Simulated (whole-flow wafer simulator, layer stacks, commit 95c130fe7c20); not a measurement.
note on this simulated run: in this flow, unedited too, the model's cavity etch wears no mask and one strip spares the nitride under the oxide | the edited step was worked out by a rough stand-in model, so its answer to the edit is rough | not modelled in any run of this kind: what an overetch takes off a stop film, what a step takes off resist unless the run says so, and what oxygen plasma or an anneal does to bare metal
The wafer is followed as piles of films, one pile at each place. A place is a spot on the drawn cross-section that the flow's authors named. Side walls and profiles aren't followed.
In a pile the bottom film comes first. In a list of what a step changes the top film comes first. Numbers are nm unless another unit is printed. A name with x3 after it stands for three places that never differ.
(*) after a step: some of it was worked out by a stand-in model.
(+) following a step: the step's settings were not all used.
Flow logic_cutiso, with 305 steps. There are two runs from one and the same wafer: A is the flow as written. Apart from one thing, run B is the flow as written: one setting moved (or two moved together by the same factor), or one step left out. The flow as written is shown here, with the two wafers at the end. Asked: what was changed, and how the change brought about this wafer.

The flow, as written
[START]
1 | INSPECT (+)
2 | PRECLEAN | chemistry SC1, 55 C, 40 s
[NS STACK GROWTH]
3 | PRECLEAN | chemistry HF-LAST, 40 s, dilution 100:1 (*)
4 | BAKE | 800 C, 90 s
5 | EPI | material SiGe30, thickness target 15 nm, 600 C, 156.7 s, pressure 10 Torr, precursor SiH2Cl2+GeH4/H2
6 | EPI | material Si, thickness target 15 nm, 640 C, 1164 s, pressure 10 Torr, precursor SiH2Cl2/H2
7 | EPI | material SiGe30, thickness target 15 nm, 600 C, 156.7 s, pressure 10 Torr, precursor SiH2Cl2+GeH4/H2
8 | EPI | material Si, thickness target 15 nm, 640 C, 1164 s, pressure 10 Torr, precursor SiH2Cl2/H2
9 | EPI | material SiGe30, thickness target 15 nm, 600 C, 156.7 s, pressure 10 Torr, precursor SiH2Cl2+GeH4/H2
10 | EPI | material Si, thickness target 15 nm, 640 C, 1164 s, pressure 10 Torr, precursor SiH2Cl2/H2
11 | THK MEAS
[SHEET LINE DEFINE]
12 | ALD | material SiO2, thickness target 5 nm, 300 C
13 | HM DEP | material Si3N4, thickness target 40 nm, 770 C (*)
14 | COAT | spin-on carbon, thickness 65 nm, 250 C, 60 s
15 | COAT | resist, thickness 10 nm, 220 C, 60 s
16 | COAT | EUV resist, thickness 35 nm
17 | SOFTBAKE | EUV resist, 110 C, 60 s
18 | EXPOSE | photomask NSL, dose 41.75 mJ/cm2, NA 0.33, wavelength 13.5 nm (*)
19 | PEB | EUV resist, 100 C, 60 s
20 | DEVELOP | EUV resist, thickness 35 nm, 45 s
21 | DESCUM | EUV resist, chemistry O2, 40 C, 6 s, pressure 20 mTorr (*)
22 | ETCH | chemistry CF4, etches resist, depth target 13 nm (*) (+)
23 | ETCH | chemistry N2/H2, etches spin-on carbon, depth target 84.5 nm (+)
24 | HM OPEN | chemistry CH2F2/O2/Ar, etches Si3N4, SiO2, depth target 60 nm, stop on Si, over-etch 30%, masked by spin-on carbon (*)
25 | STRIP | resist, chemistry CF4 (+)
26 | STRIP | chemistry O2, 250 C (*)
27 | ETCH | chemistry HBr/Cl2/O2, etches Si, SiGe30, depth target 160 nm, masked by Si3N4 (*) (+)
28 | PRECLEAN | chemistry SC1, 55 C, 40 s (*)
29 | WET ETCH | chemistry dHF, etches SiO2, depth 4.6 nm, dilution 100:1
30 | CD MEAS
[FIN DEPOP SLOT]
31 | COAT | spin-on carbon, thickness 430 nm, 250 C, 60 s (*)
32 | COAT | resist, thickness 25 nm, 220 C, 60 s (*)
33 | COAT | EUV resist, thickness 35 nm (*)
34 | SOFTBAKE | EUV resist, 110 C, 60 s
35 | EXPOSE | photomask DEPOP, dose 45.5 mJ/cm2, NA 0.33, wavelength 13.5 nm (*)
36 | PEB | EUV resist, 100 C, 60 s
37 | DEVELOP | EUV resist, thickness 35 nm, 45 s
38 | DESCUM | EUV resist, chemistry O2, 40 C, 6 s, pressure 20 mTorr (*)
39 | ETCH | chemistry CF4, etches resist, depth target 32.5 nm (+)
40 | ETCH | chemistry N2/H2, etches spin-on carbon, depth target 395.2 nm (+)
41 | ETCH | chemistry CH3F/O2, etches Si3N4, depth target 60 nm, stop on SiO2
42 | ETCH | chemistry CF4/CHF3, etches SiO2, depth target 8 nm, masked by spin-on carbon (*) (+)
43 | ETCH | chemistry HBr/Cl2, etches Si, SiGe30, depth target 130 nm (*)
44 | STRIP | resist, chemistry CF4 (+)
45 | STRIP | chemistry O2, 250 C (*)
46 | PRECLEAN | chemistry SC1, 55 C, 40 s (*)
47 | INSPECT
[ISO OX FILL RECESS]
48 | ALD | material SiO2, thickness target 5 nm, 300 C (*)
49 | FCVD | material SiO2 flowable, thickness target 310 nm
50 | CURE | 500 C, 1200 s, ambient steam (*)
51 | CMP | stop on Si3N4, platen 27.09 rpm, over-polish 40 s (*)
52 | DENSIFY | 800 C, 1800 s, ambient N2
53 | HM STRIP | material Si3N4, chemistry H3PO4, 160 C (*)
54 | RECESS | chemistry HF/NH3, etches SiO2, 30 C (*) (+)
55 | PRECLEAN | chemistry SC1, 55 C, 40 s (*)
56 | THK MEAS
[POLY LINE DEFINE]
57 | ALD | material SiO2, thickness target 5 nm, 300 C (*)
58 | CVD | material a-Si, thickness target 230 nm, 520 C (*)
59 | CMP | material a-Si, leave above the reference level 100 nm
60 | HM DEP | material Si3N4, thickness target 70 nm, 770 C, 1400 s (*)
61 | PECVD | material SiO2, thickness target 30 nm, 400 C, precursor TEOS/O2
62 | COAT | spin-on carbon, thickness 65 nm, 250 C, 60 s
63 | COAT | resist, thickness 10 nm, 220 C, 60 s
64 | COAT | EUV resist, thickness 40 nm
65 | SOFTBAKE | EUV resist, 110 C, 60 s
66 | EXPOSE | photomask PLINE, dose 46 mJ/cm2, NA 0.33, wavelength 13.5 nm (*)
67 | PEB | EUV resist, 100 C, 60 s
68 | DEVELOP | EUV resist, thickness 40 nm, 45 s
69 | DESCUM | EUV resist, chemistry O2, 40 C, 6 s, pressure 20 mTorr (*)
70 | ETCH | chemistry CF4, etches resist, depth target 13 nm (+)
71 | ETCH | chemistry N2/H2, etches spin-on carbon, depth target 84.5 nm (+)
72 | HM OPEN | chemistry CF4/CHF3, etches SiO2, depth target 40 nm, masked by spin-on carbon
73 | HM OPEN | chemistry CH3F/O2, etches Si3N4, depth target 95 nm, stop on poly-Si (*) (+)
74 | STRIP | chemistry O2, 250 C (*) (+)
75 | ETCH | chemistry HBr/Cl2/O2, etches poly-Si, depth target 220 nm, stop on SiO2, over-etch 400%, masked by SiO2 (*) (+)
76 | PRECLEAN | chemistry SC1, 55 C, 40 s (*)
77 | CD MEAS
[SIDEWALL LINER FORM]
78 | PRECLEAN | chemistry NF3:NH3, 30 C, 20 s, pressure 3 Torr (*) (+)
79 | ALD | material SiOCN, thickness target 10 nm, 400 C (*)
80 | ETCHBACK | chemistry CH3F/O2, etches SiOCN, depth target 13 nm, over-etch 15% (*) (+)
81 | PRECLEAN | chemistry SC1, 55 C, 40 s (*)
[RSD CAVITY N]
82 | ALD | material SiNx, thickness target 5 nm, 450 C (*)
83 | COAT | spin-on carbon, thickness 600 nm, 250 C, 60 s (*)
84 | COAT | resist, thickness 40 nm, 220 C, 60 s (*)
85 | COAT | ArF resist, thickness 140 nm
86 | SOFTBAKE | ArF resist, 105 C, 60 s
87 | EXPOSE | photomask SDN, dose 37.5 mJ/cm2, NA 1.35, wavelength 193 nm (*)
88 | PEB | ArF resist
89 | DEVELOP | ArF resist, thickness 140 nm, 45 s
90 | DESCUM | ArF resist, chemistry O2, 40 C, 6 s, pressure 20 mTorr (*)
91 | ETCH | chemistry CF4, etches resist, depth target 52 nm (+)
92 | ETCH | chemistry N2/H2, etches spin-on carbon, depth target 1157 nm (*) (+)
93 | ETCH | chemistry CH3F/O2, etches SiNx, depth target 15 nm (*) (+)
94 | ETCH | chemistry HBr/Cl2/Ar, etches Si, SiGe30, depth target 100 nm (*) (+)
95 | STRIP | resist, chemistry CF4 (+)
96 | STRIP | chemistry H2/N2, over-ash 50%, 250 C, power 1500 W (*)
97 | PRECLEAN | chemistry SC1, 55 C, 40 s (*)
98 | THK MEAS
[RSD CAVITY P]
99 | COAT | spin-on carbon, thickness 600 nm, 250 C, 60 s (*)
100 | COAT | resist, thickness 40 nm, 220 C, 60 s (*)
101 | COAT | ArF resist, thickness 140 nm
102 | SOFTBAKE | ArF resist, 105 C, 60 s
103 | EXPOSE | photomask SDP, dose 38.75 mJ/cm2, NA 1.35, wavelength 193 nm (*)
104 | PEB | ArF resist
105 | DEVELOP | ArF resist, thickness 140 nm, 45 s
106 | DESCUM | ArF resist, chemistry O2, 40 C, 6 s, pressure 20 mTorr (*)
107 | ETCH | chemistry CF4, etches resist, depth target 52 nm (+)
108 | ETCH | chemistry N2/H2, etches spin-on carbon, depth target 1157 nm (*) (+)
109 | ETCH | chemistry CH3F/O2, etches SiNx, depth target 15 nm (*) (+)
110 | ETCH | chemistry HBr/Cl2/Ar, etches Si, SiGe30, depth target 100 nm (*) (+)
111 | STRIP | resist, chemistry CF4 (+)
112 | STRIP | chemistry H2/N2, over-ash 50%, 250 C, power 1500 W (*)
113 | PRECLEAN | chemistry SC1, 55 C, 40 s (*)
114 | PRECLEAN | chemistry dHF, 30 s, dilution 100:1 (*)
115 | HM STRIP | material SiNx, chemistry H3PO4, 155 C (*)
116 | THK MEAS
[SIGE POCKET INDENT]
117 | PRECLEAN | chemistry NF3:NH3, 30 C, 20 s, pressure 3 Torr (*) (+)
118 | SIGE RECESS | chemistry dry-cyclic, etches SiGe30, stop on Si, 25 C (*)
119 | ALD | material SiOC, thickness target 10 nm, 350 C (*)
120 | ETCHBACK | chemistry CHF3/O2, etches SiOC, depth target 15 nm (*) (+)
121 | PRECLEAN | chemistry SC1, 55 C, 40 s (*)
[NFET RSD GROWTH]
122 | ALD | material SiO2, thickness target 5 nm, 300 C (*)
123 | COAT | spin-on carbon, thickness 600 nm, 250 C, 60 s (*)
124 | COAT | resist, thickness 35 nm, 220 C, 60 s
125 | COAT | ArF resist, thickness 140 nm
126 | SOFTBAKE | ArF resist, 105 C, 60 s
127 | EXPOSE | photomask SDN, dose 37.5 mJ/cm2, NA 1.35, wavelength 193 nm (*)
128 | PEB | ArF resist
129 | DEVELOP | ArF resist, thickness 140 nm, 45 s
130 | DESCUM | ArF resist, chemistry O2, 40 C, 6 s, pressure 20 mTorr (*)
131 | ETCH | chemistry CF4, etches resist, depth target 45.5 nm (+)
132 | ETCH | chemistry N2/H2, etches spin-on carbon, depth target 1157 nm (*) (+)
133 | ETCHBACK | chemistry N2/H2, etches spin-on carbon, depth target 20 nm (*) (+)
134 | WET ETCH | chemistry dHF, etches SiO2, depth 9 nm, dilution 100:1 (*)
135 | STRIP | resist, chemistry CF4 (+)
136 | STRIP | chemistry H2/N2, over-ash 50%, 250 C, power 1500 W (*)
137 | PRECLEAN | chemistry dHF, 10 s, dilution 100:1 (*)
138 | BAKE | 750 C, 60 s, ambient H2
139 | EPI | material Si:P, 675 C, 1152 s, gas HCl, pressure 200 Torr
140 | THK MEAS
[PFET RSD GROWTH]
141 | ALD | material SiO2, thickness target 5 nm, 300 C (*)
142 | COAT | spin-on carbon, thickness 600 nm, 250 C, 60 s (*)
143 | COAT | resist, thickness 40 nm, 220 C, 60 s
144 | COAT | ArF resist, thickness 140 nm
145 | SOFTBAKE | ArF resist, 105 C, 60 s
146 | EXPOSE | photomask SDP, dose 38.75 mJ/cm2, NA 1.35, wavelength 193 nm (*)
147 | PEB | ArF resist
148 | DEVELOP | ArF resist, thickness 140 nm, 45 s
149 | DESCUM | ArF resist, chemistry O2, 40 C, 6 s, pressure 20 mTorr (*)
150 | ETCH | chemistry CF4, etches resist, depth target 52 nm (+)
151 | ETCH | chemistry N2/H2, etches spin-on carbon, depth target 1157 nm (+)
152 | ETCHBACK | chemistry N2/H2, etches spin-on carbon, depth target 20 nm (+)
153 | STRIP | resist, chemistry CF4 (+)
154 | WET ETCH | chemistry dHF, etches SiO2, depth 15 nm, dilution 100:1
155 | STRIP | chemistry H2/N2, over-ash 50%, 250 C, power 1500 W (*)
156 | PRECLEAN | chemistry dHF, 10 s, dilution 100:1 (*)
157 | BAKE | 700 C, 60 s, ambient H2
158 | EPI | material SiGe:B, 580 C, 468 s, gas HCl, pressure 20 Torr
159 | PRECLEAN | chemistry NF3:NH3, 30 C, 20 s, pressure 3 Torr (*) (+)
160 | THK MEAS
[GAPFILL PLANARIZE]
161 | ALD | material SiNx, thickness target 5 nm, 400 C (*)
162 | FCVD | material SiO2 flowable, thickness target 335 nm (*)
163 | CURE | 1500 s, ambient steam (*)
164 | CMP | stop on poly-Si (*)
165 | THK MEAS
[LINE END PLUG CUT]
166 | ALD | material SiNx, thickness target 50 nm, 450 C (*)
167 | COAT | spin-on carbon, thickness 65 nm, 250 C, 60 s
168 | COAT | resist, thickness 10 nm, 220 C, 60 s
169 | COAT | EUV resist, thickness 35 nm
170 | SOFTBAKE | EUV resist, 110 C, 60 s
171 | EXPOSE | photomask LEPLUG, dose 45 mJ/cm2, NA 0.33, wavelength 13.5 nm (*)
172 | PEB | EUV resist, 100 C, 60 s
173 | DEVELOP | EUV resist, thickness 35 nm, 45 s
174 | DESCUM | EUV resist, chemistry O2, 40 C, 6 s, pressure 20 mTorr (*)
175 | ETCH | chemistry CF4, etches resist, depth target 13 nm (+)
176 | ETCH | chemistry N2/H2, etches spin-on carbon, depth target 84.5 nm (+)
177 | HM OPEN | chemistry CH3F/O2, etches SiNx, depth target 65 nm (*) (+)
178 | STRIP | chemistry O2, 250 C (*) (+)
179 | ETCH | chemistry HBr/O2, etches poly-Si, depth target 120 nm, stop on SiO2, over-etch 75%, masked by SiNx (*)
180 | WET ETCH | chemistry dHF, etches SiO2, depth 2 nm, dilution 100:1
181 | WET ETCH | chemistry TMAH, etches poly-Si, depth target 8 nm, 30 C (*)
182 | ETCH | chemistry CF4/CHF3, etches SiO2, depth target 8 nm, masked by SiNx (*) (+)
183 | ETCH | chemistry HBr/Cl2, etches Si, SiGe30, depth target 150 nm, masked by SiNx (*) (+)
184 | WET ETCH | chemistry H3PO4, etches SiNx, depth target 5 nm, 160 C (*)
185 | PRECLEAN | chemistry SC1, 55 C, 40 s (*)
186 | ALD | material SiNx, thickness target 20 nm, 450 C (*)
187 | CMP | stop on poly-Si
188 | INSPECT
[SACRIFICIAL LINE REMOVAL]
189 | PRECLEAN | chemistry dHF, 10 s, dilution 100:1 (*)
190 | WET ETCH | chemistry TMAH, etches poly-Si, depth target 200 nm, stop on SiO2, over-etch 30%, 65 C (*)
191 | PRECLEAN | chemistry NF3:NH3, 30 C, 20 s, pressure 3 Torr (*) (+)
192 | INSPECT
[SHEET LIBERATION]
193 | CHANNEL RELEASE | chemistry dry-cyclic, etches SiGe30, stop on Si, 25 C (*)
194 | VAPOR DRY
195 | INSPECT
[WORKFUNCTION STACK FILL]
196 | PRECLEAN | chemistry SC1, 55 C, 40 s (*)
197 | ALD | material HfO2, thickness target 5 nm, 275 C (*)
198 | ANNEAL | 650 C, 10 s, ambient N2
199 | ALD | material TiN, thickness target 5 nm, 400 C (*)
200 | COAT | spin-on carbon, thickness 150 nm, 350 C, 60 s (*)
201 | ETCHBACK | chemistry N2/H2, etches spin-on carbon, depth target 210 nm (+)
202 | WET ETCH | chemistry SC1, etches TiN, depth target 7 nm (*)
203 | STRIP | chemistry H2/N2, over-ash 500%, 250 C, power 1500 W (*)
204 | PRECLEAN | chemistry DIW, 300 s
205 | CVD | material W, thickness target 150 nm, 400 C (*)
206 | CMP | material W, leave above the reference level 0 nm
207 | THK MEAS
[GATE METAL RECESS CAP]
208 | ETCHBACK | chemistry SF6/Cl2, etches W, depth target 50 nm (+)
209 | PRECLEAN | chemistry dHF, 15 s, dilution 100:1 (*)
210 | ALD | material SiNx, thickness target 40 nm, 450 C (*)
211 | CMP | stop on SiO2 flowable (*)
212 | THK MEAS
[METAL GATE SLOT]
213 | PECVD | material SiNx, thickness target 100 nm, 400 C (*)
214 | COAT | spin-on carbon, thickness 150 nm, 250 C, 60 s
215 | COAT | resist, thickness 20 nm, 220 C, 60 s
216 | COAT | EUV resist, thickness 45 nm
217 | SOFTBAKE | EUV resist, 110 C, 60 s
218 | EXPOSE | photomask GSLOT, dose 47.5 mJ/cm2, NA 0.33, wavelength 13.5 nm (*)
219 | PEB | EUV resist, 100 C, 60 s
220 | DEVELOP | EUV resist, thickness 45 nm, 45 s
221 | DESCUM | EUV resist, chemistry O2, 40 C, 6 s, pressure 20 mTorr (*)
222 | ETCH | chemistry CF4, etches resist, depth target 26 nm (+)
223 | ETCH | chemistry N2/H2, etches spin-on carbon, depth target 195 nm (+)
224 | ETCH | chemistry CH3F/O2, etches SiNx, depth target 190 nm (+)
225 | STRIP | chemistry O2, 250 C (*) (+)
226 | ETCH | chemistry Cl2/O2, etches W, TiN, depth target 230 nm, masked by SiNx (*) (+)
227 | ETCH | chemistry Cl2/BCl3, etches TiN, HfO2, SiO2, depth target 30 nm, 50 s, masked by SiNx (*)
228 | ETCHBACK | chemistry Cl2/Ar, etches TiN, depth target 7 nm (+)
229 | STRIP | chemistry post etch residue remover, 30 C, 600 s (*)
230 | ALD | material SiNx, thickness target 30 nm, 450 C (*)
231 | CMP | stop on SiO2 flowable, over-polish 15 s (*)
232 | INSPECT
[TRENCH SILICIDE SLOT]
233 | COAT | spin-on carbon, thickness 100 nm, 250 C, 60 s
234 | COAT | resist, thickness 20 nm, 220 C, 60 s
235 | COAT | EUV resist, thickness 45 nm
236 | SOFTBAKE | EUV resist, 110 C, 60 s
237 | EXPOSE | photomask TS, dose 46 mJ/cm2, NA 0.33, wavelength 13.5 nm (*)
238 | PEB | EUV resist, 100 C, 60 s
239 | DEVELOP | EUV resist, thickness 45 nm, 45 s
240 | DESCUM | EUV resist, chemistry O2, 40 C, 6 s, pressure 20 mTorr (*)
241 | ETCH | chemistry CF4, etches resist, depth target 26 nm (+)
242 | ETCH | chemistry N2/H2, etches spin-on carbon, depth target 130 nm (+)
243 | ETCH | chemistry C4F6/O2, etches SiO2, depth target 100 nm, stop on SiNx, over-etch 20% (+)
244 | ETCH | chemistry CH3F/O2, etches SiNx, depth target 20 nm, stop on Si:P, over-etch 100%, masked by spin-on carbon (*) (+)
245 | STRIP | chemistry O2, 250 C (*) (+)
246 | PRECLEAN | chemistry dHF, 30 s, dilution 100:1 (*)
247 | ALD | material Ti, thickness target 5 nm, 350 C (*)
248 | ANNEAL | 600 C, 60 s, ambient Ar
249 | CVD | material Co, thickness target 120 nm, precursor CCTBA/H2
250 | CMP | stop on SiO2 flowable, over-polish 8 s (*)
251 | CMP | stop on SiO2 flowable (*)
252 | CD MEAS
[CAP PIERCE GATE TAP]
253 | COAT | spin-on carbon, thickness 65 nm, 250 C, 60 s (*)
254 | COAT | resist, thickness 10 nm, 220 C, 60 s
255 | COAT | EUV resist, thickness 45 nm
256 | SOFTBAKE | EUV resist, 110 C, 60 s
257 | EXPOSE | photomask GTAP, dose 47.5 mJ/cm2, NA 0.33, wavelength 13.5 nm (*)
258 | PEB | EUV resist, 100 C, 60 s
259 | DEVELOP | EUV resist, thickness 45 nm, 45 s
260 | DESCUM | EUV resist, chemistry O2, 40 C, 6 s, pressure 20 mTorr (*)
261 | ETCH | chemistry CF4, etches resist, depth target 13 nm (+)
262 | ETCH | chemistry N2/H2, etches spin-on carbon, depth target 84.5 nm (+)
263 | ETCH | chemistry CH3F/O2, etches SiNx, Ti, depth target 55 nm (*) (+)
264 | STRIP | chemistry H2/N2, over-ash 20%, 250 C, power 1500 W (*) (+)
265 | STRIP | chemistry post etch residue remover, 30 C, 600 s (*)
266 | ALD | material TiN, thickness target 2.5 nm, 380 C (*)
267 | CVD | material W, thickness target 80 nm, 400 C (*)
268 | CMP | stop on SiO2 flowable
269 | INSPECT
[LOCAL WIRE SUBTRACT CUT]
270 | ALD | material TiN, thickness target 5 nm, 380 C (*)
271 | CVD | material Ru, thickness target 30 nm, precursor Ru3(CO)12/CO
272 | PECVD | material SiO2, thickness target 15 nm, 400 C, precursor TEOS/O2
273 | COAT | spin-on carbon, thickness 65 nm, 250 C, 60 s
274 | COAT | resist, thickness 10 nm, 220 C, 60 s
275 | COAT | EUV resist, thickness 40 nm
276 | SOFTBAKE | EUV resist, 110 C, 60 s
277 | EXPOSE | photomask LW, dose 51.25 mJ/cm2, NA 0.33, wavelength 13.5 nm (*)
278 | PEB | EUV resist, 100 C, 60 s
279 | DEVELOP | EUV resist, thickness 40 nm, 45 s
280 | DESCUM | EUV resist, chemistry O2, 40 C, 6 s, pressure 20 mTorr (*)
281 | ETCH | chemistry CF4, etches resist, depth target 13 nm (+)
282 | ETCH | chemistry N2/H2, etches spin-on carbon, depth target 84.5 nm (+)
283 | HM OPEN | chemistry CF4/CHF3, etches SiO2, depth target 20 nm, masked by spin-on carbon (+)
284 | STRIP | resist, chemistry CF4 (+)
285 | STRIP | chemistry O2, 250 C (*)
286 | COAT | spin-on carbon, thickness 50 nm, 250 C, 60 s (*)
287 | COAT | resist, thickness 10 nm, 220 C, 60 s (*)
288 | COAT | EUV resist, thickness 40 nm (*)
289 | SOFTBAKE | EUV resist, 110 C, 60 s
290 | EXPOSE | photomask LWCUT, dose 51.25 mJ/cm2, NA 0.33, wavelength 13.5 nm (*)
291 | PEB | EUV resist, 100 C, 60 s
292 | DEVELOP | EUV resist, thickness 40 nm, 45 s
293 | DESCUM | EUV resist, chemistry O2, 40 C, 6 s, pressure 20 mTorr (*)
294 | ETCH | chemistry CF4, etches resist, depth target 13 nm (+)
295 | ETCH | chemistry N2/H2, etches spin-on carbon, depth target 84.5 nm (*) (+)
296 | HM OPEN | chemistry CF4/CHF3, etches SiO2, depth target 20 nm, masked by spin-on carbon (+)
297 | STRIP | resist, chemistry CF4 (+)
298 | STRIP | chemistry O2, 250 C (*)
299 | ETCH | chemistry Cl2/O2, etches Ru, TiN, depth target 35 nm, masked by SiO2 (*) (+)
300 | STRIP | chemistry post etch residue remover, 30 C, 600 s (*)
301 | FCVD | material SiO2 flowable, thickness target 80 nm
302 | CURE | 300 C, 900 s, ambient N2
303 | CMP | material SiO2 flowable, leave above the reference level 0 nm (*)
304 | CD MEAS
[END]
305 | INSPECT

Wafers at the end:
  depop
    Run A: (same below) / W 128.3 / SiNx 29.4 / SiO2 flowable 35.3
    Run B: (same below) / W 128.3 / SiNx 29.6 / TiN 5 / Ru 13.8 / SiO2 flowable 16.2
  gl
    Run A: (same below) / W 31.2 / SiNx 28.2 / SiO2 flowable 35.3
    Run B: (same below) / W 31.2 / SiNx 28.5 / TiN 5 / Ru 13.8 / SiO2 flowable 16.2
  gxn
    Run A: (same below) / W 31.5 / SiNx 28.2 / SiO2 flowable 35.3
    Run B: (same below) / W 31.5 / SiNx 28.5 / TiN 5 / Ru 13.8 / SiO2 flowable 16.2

What caused this: step 299, ETCH: depth target 15.8 nm was run, though the flow has depth target 35 nm.

How this came from the change, step by step:
  299 | ETCH | chemistry Cl2/O2, etches Ru, TiN, depth target 35 nm, masked by SiO2 (*) (+)
      depop, dpovl, gfld and 15 more: A Ru loses 29.6 (all of it), TiN loses 5 (all of it) | B Ru loses 15.8
      lnrt, rsdn, rsdp, tap: A SiO2 loses 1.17 | B SiO2 loses 0.53
  301 | FCVD | material SiO2 flowable, thickness target 80 nm
      iso, rsdx: A SiO2 flowable gains 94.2 | B SiO2 flowable gains 88.9 (new film)
      gfld, gl, glp, gxf, gxn, gxp, plug: A SiO2 flowable gains 94.4 (new film) | B SiO2 flowable gains 88.9 (new film)
      (also at 8 further places)
  303 | CMP | material SiO2 flowable, leave above the reference level 0 nm (*)
      gfld, gl, glp and 10 more: A SiO2 flowable loses 59.2 | B SiO2 flowable loses 72.8
      depop, dpovl, isow, ns, nsgap: A SiO2 flowable loses 44.7 | B SiO2 flowable loses 63.8
      (also at 4 further places)
With metal films that touch counted as one body, depop has 2 bodies (between them, from the top down: SiNx 29.6); the flow as written gives 1 body.
With metal films that touch counted as one body, gl has 5 bodies (between them, from the top down: SiNx 28.5; HfO2 5 / chemical SiO2 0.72 / Si 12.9 / chemical SiO2 0.8 / HfO2 5; HfO2 5 / chemical SiO2 0.8 / Si 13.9 / chemical SiO2 0.8 / HfO2 5; HfO2 5 / chemical SiO2 0.8 / Si 13.9 / chemical SiO2 0.8 / HfO2 5); the flow as written gives 4 bodies (between them, from the top down: HfO2 5 / chemical SiO2 0.72 / Si 12.9 / chemical SiO2 0.8 / HfO2 5; HfO2 5 / chemical SiO2 0.8 / Si 13.9 / chemical SiO2 0.8 / HfO2 5; HfO2 5 / chemical SiO2 0.8 / Si 13.9 / chemical SiO2 0.8 / HfO2 5).
With metal films that touch counted as one body, gxn has 5 bodies (between them, from the top down: SiNx 28.5; HfO2 5 / chemical SiO2 0.72 / Si 12.9 / chemical SiO2 0.8 / HfO2 5; HfO2 5 / chemical SiO2 0.8 / Si 13.9 / chemical SiO2 0.8 / HfO2 5; HfO2 5 / chemical SiO2 0.8 / Si 13.9 / chemical SiO2 0.8 / HfO2 5); the flow as written gives 4 bodies (between them, from the top down: HfO2 5 / chemical SiO2 0.72 / Si 12.9 / chemical SiO2 0.8 / HfO2 5; HfO2 5 / chemical SiO2 0.8 / Si 13.9 / chemical SiO2 0.8 / HfO2 5; HfO2 5 / chemical SiO2 0.8 / Si 13.9 / chemical SiO2 0.8 / HfO2 5).
